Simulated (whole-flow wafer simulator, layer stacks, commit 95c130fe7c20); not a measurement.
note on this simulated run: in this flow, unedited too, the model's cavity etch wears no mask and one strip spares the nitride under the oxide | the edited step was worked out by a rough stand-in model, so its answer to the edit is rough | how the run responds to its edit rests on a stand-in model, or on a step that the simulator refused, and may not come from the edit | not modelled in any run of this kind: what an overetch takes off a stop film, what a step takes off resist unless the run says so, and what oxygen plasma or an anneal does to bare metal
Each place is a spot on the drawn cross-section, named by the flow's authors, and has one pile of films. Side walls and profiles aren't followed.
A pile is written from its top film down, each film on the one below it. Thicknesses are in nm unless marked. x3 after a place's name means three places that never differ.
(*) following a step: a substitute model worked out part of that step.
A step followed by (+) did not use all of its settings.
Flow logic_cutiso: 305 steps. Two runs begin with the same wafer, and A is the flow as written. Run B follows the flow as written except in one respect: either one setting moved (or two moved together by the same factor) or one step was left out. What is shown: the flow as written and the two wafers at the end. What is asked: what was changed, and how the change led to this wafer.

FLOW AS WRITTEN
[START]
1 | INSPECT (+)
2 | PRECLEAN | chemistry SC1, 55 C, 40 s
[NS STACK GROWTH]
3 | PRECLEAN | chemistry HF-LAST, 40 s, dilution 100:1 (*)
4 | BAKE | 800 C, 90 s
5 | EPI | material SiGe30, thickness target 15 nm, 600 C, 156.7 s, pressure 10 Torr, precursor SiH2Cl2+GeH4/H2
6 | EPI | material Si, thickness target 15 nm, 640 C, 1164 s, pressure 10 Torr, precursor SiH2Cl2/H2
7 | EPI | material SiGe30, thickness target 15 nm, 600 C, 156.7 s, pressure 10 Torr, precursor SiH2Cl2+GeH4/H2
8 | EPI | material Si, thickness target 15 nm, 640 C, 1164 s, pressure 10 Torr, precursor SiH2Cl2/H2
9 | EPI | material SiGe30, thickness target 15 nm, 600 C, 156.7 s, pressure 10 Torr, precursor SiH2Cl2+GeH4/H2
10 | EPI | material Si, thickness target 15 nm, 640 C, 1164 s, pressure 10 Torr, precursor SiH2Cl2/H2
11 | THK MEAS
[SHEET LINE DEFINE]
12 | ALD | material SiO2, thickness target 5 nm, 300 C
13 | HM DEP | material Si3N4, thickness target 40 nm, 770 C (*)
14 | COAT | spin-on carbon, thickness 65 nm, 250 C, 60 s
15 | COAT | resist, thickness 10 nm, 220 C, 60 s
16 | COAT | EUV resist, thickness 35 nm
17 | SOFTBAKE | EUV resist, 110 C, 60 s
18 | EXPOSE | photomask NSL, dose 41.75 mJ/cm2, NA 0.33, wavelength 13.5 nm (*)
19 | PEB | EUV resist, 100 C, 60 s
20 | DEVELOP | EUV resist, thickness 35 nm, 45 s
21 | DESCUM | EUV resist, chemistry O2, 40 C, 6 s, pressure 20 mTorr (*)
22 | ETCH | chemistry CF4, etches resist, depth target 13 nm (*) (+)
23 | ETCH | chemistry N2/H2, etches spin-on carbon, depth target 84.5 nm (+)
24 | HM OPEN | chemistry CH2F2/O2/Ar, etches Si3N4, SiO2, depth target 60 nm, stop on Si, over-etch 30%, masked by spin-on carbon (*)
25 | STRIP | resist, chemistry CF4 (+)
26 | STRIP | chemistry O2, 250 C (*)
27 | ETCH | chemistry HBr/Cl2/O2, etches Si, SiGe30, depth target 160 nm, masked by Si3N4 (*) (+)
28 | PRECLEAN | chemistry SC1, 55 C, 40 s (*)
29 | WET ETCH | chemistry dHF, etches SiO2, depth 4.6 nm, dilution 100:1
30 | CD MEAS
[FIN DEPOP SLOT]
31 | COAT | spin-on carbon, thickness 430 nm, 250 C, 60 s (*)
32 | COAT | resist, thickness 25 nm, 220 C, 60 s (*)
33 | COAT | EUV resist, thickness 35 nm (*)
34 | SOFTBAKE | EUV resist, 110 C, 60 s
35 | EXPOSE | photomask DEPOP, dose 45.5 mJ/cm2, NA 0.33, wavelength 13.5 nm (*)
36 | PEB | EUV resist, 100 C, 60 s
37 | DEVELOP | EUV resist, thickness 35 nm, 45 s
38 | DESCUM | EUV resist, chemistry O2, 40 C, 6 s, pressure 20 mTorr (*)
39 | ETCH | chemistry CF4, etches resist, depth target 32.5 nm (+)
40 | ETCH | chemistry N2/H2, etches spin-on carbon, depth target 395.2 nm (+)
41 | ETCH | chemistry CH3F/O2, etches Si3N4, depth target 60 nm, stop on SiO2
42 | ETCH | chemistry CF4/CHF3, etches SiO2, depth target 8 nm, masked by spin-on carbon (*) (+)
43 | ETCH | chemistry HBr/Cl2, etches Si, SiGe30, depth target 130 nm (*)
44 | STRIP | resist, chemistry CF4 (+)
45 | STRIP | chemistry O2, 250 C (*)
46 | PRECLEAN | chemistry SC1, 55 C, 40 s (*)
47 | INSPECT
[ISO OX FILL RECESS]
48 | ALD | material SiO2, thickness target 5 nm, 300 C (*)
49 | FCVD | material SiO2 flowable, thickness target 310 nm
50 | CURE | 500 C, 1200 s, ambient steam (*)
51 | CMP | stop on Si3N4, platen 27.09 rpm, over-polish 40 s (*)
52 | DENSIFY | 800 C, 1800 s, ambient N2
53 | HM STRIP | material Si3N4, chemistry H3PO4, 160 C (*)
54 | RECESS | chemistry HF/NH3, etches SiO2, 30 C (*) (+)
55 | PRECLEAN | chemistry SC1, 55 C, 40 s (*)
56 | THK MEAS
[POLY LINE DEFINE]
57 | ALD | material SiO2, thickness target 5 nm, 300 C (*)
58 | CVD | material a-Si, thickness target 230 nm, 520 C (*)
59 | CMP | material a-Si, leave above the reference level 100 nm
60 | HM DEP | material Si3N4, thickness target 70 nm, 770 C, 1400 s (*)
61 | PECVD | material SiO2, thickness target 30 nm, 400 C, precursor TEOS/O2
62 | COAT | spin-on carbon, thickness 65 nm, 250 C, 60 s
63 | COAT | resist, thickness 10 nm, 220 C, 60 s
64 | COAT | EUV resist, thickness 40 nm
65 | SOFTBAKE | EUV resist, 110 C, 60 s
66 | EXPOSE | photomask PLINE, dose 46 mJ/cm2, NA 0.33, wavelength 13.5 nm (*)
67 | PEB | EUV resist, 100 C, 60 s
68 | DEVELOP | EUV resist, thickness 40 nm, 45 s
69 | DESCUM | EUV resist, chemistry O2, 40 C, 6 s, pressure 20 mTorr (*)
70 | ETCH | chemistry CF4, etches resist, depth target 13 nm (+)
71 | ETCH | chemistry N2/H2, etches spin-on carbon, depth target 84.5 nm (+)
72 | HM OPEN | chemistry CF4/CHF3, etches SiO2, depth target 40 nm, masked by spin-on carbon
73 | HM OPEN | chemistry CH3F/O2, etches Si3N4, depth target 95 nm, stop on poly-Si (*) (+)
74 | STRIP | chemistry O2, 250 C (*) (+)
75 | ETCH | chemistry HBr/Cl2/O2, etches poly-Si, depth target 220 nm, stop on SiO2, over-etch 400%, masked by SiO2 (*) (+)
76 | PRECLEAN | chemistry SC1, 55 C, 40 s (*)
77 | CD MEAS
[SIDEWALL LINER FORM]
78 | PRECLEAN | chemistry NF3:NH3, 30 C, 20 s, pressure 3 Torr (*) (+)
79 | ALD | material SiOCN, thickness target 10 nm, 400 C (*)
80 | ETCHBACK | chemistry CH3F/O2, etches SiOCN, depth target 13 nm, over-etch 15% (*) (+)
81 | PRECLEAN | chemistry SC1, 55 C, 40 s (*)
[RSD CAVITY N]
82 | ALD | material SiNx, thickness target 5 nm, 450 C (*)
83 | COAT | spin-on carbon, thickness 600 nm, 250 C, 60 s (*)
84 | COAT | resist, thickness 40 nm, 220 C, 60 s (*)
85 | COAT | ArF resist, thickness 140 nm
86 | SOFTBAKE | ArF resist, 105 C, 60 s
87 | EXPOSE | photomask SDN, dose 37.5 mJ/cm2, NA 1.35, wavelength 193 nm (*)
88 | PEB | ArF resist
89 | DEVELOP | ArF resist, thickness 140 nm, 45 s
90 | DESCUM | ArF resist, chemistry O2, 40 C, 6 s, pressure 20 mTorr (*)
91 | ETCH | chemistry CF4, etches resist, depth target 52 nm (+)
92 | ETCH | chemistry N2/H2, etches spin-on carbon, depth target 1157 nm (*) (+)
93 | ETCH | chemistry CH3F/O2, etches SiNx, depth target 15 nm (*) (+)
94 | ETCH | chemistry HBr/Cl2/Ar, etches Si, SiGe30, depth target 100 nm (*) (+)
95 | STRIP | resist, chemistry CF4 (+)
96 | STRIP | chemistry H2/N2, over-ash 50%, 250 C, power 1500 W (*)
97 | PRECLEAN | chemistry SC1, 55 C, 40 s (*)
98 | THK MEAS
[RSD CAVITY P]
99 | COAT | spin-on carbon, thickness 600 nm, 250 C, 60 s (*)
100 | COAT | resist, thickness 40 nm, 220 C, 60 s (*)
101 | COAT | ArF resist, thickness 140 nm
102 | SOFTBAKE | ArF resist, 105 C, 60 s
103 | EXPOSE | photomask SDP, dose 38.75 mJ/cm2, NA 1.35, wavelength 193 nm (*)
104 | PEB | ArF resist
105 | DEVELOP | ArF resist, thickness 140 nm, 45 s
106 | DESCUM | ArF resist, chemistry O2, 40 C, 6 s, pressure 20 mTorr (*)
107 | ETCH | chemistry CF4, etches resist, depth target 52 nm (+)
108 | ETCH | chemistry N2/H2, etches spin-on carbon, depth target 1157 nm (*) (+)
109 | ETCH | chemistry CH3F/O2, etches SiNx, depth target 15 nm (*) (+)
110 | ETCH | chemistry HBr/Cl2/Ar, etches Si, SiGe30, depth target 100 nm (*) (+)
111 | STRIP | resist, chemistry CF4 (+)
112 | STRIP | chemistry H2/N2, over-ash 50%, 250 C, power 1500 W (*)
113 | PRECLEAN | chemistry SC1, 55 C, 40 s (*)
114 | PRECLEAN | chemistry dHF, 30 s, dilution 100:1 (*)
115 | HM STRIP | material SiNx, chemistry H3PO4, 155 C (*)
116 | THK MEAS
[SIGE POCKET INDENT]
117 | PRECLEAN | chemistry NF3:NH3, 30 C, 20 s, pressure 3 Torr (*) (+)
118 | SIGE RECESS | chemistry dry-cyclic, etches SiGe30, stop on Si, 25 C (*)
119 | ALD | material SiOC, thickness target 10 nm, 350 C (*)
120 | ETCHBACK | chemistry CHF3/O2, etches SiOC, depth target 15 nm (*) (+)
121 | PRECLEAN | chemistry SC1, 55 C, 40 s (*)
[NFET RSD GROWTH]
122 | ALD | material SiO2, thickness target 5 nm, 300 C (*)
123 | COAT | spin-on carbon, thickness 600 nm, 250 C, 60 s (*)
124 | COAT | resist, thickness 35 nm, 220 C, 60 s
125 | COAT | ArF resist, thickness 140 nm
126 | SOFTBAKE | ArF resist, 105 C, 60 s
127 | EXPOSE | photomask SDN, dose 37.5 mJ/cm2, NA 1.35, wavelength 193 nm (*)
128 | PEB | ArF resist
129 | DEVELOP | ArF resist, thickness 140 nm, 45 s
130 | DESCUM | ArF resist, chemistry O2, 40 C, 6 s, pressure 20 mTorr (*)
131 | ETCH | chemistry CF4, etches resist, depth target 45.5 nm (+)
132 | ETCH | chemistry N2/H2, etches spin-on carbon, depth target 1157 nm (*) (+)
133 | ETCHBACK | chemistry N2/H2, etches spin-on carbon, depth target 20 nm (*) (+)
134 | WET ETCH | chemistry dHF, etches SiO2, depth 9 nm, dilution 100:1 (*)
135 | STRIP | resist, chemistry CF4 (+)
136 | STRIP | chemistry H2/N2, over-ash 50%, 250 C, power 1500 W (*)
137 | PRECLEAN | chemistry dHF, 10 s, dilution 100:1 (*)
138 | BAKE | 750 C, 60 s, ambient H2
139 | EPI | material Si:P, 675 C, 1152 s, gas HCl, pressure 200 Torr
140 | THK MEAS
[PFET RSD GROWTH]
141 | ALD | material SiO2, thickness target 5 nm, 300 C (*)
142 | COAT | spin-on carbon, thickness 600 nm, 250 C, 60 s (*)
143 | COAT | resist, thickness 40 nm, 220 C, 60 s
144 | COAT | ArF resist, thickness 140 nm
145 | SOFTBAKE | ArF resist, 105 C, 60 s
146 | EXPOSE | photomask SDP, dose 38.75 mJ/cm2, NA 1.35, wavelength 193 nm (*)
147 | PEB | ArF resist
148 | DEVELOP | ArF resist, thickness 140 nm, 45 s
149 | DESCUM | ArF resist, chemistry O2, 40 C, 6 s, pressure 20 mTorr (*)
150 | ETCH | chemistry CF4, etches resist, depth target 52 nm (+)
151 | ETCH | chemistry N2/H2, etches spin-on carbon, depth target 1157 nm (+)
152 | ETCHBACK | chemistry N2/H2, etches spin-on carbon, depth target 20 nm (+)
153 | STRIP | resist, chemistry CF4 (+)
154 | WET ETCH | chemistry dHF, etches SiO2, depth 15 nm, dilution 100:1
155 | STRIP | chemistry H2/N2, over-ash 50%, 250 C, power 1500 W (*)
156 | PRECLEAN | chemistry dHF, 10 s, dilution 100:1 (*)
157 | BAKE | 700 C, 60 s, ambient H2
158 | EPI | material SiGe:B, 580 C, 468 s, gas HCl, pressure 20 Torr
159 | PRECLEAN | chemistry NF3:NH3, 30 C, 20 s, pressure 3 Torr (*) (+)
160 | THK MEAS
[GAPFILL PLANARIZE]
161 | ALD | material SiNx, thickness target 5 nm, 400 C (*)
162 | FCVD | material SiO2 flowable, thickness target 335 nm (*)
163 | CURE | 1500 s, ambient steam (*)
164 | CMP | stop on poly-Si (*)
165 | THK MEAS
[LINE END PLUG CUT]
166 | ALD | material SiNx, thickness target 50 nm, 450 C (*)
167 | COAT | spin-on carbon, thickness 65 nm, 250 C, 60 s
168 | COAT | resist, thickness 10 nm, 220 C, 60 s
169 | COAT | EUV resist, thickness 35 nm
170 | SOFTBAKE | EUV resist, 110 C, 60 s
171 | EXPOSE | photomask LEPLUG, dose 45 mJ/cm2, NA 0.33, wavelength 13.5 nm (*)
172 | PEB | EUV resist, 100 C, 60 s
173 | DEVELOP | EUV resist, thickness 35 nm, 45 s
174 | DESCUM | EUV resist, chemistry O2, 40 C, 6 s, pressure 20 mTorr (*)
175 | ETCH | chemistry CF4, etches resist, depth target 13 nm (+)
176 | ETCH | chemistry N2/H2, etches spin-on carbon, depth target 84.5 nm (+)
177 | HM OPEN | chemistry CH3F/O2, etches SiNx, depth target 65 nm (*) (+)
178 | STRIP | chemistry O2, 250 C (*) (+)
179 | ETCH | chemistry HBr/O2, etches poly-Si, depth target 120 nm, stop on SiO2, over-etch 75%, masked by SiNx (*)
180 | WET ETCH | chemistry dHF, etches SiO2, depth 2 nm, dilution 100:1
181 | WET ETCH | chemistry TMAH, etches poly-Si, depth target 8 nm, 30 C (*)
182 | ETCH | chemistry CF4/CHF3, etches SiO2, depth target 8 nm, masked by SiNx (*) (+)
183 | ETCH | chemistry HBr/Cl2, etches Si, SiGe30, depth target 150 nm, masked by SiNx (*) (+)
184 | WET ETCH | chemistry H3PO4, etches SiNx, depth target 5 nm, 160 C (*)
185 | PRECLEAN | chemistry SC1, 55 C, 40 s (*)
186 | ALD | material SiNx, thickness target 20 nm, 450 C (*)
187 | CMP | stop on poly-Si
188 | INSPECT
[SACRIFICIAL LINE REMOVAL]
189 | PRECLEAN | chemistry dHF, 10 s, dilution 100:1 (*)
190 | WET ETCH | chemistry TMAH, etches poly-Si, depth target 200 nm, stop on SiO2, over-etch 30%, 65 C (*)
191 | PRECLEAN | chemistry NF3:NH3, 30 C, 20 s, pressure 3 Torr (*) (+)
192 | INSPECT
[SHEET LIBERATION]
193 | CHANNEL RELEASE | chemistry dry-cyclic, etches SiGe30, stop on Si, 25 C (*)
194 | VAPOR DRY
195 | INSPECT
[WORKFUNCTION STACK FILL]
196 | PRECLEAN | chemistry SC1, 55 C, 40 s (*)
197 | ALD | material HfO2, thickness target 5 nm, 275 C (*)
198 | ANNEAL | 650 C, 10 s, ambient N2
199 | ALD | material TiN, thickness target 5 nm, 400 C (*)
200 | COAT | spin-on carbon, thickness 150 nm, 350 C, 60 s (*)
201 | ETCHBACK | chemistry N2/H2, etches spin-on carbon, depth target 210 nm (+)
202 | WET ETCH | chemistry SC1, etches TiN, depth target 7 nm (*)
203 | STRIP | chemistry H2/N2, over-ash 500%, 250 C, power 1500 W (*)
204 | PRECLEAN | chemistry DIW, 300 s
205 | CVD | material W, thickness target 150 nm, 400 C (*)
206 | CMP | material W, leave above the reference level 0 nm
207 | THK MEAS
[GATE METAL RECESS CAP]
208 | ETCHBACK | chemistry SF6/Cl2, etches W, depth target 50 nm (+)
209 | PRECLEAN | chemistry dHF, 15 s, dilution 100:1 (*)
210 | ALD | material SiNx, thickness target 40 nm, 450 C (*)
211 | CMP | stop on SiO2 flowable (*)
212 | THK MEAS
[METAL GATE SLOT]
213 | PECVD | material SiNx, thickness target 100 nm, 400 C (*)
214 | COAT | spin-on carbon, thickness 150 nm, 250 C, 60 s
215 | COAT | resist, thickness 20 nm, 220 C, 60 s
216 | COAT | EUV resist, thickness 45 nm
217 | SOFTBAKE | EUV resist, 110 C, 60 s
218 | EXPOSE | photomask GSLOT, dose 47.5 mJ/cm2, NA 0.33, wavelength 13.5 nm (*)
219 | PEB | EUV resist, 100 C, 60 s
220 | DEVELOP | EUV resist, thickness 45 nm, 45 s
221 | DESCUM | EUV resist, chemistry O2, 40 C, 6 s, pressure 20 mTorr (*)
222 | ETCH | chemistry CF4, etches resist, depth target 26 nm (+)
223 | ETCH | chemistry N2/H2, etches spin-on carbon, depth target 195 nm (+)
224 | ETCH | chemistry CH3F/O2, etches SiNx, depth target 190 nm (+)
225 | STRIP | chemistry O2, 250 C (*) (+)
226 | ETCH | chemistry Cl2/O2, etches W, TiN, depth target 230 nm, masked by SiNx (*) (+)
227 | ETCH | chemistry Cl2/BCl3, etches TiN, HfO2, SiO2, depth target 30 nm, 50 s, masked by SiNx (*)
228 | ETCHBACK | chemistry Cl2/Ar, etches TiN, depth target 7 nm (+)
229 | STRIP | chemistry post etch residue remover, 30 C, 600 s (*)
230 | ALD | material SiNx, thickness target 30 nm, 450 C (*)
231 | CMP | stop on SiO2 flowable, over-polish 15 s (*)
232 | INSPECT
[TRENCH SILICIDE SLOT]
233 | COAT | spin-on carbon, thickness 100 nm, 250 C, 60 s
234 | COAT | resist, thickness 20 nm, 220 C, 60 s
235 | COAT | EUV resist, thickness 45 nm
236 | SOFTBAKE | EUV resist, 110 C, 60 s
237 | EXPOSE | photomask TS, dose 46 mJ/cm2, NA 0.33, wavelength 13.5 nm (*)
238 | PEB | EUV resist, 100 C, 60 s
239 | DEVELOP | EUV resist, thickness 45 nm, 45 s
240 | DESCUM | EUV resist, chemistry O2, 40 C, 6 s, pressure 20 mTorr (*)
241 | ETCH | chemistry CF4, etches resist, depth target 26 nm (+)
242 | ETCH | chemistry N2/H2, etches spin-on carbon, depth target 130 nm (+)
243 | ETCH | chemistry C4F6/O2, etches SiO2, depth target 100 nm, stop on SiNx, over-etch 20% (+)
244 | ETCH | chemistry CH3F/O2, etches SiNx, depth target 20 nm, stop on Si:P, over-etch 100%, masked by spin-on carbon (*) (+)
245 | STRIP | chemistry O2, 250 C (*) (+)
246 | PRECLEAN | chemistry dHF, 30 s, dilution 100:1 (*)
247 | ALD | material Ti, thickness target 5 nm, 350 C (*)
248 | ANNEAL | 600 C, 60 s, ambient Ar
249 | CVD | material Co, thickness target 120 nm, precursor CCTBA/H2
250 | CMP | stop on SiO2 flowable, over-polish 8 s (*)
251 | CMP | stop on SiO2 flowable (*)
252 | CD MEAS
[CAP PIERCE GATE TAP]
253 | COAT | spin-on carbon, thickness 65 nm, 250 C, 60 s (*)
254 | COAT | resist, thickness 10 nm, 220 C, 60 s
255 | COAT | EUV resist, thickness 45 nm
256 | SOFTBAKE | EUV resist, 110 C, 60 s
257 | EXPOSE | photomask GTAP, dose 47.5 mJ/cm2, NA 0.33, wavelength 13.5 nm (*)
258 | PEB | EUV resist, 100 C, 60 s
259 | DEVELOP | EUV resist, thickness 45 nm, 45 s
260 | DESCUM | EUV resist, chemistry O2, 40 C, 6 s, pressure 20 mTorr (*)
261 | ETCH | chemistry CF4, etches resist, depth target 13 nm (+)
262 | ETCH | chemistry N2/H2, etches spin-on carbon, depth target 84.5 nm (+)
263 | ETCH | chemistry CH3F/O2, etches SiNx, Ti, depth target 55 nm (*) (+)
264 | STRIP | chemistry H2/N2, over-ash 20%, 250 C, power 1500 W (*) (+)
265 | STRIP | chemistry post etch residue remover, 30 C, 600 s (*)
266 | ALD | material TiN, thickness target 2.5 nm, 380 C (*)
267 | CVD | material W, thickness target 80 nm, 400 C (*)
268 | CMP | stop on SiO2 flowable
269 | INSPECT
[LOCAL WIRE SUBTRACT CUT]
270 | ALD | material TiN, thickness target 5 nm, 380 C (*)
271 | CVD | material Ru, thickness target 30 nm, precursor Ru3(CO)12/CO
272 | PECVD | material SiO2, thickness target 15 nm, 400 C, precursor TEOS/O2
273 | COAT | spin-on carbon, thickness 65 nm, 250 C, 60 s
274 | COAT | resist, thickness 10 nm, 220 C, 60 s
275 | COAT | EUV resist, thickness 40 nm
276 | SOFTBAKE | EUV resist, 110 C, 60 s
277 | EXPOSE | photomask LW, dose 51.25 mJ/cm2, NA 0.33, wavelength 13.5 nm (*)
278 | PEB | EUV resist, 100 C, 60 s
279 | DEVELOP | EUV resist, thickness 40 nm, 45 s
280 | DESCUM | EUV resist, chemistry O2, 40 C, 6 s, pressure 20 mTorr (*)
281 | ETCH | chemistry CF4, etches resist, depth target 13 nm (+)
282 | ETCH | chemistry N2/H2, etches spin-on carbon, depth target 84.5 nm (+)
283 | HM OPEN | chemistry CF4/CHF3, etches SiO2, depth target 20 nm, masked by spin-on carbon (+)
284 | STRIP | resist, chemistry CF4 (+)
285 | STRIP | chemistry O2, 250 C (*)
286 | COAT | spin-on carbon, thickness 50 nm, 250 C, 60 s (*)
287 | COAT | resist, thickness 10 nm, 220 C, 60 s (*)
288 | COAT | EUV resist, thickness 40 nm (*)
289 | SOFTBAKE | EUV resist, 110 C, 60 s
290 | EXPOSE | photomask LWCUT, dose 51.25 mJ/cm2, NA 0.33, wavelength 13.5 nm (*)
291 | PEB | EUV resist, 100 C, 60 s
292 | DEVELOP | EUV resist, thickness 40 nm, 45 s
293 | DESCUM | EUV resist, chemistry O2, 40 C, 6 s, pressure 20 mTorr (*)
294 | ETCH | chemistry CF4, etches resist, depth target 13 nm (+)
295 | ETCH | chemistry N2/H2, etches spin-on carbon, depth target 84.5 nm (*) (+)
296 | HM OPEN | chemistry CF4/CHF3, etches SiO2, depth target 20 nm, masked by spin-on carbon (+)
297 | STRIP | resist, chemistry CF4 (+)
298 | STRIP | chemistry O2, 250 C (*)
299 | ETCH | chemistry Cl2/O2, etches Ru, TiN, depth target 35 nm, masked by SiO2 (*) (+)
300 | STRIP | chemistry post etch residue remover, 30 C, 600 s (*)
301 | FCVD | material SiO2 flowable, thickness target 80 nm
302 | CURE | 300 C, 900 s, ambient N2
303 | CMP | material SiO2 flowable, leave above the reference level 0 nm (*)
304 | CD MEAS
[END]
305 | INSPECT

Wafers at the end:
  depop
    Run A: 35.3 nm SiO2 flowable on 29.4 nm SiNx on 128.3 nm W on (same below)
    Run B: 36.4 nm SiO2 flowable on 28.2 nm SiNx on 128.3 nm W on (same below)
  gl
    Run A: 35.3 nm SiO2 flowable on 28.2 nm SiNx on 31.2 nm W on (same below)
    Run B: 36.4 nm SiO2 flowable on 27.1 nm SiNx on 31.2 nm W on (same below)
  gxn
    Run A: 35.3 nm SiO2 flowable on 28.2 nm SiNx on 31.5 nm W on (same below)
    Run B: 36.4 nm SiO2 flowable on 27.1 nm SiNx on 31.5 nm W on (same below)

The reason: step 299, ETCH: depth target 54.2 nm was run, whereas the flow has depth target 35 nm.

The path from the change to this, step by step:
  299 | ETCH | chemistry Cl2/O2, etches Ru, TiN, depth target 35 nm, masked by SiO2 (*) (+)
      depop, dpovl, gfld and 9 more: A -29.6 Ru (all of it), -5 TiN (all of it) | B -29.6 Ru (all of it), -5 TiN (all of it), -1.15 SiNx
      iso, rsdx: A -29.6 Ru (all of it), -5 TiN (all of it) | B -29.6 Ru (all of it), -5 TiN (all of it), -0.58 SiO2 flowable
      (also at 5 further places)
  303 | CMP | material SiO2 flowable, leave above the reference level 0 nm (*)
      depop, dpovl, isow, ns, nsgap: A -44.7 SiO2 flowable | B -43.6 SiO2 flowable
